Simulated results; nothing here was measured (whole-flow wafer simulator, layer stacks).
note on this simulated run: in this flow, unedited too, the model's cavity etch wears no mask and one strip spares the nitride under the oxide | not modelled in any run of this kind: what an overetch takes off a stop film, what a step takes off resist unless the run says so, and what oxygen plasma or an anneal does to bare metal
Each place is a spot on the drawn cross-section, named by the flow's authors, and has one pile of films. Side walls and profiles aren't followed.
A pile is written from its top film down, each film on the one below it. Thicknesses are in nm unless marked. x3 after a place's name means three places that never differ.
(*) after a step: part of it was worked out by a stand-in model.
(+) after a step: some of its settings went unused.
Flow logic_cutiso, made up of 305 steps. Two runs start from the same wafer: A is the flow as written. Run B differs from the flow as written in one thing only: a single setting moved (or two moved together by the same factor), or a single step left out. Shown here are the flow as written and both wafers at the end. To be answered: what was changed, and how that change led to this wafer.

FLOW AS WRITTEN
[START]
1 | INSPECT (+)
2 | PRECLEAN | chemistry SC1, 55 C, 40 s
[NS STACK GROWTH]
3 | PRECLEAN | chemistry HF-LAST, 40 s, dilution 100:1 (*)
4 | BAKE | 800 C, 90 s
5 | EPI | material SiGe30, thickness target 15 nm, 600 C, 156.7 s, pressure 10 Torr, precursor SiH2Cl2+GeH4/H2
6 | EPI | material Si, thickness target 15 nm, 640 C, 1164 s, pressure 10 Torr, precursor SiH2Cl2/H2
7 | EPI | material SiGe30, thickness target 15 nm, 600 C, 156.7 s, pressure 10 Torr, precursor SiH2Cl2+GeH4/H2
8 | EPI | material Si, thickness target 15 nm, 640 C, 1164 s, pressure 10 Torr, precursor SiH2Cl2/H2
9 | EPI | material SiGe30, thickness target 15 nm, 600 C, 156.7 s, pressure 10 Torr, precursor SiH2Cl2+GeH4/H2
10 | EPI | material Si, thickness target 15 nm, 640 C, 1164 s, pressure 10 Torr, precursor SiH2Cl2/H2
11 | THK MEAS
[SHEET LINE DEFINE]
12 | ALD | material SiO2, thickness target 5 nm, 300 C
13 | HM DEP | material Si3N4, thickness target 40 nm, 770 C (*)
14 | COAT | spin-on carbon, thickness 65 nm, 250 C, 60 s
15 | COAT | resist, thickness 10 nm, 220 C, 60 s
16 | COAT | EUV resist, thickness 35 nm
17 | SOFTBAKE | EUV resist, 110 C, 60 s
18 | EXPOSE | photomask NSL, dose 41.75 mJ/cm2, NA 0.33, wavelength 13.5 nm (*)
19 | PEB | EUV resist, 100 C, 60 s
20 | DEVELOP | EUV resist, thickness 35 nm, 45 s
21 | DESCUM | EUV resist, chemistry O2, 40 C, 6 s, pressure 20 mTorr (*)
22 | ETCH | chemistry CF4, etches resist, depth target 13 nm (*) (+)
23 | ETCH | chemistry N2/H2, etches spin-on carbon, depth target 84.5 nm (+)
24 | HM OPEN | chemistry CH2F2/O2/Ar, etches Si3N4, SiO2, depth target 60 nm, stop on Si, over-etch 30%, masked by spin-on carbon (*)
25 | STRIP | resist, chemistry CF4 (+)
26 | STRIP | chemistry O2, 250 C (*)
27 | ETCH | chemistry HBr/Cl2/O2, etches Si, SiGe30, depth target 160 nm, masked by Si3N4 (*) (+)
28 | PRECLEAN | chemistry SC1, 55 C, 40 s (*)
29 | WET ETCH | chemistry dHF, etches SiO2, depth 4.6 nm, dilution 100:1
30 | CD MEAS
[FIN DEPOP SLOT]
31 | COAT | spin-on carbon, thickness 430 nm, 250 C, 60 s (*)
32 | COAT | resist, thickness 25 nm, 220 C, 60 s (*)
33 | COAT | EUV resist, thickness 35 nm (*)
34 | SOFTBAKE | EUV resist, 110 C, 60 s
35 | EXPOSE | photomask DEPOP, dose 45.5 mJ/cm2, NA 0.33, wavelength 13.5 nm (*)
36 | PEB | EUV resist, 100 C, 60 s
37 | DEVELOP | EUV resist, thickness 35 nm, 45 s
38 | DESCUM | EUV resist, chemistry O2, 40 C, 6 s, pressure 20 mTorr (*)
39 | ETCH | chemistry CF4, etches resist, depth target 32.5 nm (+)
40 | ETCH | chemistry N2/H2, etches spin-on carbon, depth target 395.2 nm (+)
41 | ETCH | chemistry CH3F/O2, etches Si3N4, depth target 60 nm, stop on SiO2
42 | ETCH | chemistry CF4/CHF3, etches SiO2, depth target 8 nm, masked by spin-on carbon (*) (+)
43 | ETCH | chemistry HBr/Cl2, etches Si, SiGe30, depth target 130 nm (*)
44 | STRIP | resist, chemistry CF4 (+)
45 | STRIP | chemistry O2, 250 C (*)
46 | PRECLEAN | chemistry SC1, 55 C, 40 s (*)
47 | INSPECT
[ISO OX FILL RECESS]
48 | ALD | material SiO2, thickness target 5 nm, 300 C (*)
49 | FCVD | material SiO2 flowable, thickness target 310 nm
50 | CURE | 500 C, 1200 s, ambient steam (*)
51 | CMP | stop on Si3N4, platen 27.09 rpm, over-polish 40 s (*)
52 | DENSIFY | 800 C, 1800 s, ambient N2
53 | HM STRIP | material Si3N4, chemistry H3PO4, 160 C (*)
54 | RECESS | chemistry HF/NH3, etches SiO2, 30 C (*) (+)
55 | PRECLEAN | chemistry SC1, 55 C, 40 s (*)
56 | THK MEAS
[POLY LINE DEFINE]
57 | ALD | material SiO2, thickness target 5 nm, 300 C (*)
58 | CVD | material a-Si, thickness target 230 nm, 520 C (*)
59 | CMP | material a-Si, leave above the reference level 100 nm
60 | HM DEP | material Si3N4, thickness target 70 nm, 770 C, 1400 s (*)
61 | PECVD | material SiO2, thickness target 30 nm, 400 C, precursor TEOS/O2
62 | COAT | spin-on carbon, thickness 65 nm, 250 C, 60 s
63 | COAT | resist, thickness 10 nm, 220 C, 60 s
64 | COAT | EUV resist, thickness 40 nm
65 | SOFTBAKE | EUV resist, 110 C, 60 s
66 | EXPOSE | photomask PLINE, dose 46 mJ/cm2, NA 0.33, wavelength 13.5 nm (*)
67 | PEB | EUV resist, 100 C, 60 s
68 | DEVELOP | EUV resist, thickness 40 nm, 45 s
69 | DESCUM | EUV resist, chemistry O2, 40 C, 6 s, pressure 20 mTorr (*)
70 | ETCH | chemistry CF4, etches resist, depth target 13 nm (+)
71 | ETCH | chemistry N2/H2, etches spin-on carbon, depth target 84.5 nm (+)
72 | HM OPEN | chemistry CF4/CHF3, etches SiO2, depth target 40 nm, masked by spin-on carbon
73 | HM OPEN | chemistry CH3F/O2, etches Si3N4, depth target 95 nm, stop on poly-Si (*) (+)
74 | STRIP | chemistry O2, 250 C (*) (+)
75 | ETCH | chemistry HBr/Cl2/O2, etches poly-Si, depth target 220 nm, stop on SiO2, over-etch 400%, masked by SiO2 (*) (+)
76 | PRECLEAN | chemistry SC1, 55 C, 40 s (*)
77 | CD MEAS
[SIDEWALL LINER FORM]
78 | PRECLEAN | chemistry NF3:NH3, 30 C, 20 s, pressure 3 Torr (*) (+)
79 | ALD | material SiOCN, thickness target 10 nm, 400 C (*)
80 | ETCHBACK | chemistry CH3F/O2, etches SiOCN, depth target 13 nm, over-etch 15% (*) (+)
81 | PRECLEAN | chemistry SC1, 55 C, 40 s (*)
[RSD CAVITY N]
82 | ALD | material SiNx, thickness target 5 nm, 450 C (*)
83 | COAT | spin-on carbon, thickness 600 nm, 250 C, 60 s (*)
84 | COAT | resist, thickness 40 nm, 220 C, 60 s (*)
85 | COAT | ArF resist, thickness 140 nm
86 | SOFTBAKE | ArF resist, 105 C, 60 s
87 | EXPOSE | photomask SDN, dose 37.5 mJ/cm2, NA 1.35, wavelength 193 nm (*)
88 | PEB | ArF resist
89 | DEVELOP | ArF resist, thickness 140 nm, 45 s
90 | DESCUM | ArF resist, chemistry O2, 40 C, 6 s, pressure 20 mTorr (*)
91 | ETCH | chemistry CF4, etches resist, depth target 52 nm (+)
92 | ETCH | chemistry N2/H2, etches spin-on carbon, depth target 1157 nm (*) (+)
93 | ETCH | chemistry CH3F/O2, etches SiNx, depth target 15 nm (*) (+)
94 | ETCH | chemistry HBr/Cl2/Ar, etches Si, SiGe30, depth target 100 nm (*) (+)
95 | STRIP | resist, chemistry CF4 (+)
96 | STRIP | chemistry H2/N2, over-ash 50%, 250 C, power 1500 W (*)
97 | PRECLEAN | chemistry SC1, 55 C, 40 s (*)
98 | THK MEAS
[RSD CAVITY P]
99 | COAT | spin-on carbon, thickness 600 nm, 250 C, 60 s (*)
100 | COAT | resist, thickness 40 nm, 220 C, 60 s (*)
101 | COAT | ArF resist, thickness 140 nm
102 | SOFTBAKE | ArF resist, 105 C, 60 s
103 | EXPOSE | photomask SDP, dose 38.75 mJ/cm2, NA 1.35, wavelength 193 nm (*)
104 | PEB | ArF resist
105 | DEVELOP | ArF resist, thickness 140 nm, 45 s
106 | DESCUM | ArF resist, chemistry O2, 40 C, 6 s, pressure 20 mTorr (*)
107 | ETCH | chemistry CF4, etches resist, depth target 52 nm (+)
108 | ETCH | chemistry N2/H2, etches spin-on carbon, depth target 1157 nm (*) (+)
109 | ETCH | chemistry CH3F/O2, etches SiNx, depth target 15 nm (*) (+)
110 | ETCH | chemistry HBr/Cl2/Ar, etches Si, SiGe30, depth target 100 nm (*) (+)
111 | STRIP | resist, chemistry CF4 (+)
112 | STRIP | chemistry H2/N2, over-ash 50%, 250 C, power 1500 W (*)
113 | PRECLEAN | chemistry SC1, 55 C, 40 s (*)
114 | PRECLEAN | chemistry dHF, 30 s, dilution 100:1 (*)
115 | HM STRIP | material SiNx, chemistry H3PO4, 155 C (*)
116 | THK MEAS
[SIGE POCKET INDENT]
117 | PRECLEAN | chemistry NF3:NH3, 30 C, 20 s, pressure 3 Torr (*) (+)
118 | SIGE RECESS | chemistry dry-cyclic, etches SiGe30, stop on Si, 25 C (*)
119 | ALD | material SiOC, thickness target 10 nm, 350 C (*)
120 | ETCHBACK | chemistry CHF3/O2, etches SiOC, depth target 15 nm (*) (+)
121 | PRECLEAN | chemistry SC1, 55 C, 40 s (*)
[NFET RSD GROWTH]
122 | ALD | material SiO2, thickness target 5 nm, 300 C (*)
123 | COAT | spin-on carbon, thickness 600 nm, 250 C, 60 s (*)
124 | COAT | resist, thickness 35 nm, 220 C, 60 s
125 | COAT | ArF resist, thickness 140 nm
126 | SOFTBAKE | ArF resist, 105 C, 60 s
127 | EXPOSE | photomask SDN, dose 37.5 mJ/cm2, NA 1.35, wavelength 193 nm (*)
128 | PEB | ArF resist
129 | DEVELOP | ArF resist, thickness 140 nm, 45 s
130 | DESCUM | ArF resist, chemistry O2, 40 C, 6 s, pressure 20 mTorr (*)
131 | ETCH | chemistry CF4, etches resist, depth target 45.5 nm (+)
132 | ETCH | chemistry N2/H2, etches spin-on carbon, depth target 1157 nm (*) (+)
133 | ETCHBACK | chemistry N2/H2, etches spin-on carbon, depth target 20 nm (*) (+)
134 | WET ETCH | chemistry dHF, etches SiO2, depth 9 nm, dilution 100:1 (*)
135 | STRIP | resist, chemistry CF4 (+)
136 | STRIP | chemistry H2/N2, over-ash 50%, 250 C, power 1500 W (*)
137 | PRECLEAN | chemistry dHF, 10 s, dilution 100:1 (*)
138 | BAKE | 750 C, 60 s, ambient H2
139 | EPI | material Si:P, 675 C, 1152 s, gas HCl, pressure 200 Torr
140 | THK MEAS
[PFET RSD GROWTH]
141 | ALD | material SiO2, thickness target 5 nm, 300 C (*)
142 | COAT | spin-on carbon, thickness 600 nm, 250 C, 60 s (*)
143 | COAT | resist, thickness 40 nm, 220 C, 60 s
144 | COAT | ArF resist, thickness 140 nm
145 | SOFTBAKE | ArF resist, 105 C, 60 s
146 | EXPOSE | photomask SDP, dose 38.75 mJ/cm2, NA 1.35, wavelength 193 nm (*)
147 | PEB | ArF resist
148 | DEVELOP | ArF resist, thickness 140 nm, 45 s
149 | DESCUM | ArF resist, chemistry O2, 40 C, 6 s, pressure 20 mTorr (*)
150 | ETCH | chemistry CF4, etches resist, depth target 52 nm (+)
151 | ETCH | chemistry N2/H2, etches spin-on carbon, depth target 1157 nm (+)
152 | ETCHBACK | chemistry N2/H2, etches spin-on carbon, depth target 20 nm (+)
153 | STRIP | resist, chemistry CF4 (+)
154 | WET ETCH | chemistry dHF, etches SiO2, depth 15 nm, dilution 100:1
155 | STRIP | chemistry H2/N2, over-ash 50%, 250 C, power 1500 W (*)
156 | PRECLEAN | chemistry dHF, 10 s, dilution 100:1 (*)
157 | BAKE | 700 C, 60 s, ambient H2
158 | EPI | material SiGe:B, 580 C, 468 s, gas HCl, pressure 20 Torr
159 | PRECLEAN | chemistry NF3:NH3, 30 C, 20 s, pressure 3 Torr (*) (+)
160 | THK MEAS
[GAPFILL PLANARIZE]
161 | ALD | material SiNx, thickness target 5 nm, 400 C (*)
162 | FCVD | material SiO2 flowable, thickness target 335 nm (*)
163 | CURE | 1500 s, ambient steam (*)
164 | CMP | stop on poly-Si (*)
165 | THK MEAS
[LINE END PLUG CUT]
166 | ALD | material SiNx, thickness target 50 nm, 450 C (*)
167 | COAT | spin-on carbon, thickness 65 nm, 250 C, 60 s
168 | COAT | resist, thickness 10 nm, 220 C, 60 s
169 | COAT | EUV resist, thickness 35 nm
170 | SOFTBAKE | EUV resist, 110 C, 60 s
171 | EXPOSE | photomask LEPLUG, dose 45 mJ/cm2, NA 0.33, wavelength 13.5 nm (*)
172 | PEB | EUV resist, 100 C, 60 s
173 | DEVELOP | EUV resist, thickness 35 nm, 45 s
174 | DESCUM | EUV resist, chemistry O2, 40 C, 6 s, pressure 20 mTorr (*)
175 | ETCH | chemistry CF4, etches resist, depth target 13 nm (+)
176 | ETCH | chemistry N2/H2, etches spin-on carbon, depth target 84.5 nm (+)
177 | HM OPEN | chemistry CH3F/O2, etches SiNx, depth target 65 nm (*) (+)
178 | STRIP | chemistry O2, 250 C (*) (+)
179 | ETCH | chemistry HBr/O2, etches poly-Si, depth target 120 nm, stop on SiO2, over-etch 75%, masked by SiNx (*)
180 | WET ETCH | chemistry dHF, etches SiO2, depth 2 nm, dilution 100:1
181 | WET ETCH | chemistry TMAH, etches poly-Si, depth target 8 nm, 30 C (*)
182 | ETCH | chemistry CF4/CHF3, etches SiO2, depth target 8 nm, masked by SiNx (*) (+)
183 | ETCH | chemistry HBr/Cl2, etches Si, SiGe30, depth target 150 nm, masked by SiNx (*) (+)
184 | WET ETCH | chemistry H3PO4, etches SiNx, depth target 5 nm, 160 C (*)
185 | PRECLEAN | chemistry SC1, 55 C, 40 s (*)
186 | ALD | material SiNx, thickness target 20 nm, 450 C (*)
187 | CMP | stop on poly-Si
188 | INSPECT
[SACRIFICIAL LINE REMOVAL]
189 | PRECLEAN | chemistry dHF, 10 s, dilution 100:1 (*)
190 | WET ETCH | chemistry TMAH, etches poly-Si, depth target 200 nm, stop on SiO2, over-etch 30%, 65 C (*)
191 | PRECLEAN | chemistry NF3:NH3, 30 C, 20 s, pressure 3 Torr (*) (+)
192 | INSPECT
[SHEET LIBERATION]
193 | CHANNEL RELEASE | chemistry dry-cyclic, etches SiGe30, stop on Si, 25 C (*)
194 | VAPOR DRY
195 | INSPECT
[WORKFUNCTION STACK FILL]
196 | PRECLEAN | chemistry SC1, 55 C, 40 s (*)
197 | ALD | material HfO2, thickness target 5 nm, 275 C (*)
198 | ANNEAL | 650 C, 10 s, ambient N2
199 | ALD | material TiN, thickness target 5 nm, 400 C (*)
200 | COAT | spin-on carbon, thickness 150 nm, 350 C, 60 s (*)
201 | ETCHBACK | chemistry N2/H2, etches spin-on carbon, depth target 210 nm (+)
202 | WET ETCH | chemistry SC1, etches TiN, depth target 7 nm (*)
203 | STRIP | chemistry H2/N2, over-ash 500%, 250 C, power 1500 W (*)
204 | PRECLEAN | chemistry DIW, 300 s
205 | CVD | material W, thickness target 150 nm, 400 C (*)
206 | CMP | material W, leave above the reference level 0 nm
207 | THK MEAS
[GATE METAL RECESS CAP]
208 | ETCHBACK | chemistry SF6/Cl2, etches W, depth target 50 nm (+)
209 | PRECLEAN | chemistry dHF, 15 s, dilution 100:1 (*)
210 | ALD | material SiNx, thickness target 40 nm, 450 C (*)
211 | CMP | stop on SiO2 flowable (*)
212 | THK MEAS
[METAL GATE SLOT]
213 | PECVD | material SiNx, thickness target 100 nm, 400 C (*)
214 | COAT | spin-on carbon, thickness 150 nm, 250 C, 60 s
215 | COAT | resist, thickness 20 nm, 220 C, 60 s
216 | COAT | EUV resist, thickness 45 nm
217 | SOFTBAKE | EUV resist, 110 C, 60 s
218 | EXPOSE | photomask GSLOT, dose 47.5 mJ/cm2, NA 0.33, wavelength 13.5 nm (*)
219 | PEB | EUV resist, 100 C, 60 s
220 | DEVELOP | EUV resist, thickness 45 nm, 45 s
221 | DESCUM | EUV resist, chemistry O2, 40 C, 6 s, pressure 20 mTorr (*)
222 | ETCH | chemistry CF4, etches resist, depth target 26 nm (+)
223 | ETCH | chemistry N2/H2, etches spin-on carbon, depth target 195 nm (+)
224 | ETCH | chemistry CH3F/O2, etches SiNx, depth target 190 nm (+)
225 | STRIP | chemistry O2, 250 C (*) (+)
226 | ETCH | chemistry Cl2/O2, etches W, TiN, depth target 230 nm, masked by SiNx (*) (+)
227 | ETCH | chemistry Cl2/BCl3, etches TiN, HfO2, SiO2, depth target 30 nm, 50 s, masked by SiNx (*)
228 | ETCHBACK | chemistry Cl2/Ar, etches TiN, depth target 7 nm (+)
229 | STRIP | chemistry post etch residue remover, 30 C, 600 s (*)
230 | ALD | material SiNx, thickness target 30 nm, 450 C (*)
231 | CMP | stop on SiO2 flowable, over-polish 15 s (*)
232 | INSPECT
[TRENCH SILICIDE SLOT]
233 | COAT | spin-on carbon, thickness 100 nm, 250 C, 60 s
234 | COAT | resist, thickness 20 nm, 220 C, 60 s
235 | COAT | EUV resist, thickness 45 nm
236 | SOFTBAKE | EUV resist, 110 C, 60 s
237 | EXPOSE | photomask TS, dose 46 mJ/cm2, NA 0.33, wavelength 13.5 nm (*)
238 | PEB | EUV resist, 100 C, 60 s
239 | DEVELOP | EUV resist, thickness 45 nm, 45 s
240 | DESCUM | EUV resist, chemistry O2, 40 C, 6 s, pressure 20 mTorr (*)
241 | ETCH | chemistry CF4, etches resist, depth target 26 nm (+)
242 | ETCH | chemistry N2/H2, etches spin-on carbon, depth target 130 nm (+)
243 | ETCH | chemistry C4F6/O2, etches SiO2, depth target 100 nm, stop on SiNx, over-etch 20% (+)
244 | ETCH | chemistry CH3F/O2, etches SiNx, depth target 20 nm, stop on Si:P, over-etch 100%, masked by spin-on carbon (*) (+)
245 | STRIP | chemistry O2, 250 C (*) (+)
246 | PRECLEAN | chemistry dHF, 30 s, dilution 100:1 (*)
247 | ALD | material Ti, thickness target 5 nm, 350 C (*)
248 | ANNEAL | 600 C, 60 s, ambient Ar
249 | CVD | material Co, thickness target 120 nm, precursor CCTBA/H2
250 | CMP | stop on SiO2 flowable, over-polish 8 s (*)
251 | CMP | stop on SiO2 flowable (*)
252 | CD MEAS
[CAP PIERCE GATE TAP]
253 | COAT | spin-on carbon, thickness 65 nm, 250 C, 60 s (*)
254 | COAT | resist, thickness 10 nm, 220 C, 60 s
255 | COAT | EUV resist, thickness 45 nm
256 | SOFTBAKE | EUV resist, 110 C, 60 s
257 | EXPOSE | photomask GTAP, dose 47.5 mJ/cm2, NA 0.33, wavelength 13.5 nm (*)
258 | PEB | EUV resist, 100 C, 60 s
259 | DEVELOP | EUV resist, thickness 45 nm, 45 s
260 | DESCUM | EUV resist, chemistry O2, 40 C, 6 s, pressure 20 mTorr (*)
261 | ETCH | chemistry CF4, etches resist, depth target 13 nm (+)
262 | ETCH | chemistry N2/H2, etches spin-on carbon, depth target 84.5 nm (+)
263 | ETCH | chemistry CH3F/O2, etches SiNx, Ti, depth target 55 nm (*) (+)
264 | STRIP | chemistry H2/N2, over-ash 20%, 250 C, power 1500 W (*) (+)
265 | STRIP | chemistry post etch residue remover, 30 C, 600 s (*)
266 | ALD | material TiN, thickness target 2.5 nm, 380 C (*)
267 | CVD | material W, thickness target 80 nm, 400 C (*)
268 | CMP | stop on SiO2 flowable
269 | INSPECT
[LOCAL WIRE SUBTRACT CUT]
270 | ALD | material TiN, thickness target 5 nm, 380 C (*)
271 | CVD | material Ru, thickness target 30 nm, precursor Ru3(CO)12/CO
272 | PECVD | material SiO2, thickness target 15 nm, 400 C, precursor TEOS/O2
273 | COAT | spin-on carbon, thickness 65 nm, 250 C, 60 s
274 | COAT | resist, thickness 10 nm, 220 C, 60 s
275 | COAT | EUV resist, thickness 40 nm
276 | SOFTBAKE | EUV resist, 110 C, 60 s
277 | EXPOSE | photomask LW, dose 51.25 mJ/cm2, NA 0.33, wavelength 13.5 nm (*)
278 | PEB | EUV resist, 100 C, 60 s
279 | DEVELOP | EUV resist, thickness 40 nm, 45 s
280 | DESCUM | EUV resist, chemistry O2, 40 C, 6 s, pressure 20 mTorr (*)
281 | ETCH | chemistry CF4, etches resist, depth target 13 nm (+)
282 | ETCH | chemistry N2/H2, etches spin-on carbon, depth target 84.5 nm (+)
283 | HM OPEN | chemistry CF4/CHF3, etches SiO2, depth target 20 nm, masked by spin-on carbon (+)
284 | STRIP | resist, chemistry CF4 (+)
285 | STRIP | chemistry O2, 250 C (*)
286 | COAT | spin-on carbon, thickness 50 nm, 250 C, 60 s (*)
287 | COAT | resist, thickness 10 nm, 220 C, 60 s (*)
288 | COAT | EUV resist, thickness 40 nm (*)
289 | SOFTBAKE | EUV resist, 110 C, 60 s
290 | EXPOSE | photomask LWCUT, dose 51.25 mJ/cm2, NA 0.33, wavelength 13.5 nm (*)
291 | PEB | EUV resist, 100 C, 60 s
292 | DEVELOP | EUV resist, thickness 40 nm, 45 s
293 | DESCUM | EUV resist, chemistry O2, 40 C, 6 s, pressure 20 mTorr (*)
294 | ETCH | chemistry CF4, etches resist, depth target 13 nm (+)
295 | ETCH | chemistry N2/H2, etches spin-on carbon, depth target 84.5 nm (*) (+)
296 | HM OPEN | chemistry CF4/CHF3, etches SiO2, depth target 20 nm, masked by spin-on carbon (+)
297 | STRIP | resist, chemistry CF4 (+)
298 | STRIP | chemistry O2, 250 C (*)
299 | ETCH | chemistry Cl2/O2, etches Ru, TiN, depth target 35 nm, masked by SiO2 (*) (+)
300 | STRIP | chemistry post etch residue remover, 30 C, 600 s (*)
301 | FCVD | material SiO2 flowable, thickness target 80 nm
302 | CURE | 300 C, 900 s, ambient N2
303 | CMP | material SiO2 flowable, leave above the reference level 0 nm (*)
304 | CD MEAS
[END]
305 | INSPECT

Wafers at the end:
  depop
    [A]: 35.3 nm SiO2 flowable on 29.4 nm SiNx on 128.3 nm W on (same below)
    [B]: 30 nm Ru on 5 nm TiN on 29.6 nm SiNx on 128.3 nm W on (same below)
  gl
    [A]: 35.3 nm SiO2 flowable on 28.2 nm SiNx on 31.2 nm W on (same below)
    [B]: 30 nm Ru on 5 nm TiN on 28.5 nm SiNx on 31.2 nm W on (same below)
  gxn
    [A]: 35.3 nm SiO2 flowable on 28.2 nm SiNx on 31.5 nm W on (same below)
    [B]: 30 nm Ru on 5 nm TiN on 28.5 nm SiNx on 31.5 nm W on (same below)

Cause: step 282, ETCH: depth target 59.2 nm was run, while the flow as written has depth target 84.5 nm.

The path from the change to this, step by step:
  282 | ETCH | chemistry N2/H2, etches spin-on carbon, depth target 84.5 nm (+)
      depop, dpovl, gfld and 14 more: A -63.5 spin-on carbon (all of it), -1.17 SiO2 | B -59.2 spin-on carbon
      lnrt, rsdn, rsdp, rsdw, tap: A -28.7 EUV resist (all of it), -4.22 resist | B -28.7 EUV resist (all of it), -2.53 resist
  283 | HM OPEN | chemistry CF4/CHF3, etches SiO2, depth target 20 nm, masked by spin-on carbon (+)
      depop, dpovl, gfld and 14 more: A -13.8 SiO2 (all of it), -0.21 Ru | B -4.3 spin-on carbon (all of it), -6.67 SiO2
      lnrt, rsdn, rsdp, rsdw, tap: A -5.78 resist (all of it), -4.59 spin-on carbon | B -7.47 resist (all of it), -4.04 spin-on carbon
  284 | STRIP | resist, chemistry CF4 (+)
      gfld, gl, gxf and 6 more: A -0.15 Ru | B -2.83 SiO2
      depop, dpovl, isow, ns, nsgap: A -0.15 Ru | B -2.86 SiO2
      (also at 3 further places)
  286 | COAT | spin-on carbon, thickness 50 nm, 250 C, 60 s (*)
      gfld, gxf, gxn, iso, lnr, lnri, rsdx: A +54.9 spin-on carbon (new film) | B +53.1 spin-on carbon (new film)
      glp, plug: A +55.3 spin-on carbon (new film) | B +53.2 spin-on carbon (new film)
      (also at 8 further places)
  295 | ETCH | chemistry N2/H2, etches spin-on carbon, depth target 84.5 nm (*) (+)
      rsdw: A -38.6 spin-on carbon (all of it), -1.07 SiO2 | B -42.4 spin-on carbon (all of it), -1.18 SiO2
  298 | STRIP | chemistry O2, 250 C (*)
      gfld, gxf, gxn, iso, lnr, lnri, rsdx: A -51 spin-on carbon (all of it) | B -49 spin-on carbon (all of it)
      glp, lnrp, plug: A -51.3 spin-on carbon (all of it) | B -49 spin-on carbon (all of it)
      (also at 6 further places)
  299 | ETCH | chemistry Cl2/O2, etches Ru, TiN, depth target 35 nm, masked by SiO2 (*) (+)
      depop, dpovl, gfld and 14 more: A -29.6 Ru (all of it), -5 TiN (all of it) | B -1.17 SiO2
  301 | FCVD | material SiO2 flowable, thickness target 80 nm
      iso, rsdx: A +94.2 SiO2 flowable | B +80.6 SiO2 flowable (new film)
      gfld, gl, gxf, gxn, gxp: A +94.4 SiO2 flowable (new film) | B +80.6 SiO2 flowable (new film)
      (also at 10 further places)
  303 | CMP | material SiO2 flowable, leave above the reference level 0 nm (*)
      gfld, gl, gxf and 6 more: A -59.2 SiO2 flowable | B -80.6 SiO2 flowable (all of it), -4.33 SiO2 (all of it)
      depop, dpovl, isow, ns, nsgap: A -44.7 SiO2 flowable | B -80 SiO2 flowable (all of it), -4.31 SiO2 (all of it)
      (also at 8 further places)
With metal films that touch counted as one body, depop has 2 bodies (between them, from the top down: SiNx 29.6); the flow as written gives 1 body.
With metal films that touch counted as one body, gl has 5 bodies (between them, from the top down: SiNx 28.5; HfO2 5 / chemical SiO2 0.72 / Si 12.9 / chemical SiO2 0.8 / HfO2 5; HfO2 5 / chemical SiO2 0.8 / Si 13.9 / chemical SiO2 0.8 / HfO2 5; HfO2 5 / chemical SiO2 0.8 / Si 13.9 / chemical SiO2 0.8 / HfO2 5); the flow as written gives 4 bodies (between them, from the top down: HfO2 5 / chemical SiO2 0.72 / Si 12.9 / chemical SiO2 0.8 / HfO2 5; HfO2 5 / chemical SiO2 0.8 / Si 13.9 / chemical SiO2 0.8 / HfO2 5; HfO2 5 / chemical SiO2 0.8 / Si 13.9 / chemical SiO2 0.8 / HfO2 5).
With metal films that touch counted as one body, gxn has 5 bodies (between them, from the top down: SiNx 28.5; HfO2 5 / chemical SiO2 0.72 / Si 12.9 / chemical SiO2 0.8 / HfO2 5; HfO2 5 / chemical SiO2 0.8 / Si 13.9 / chemical SiO2 0.8 / HfO2 5; HfO2 5 / chemical SiO2 0.8 / Si 13.9 / chemical SiO2 0.8 / HfO2 5); the flow as written gives 4 bodies (between them, from the top down: HfO2 5 / chemical SiO2 0.72 / Si 12.9 / chemical SiO2 0.8 / HfO2 5; HfO2 5 / chemical SiO2 0.8 / Si 13.9 / chemical SiO2 0.8 / HfO2 5; HfO2 5 / chemical SiO2 0.8 / Si 13.9 / chemical SiO2 0.8 / HfO2 5).
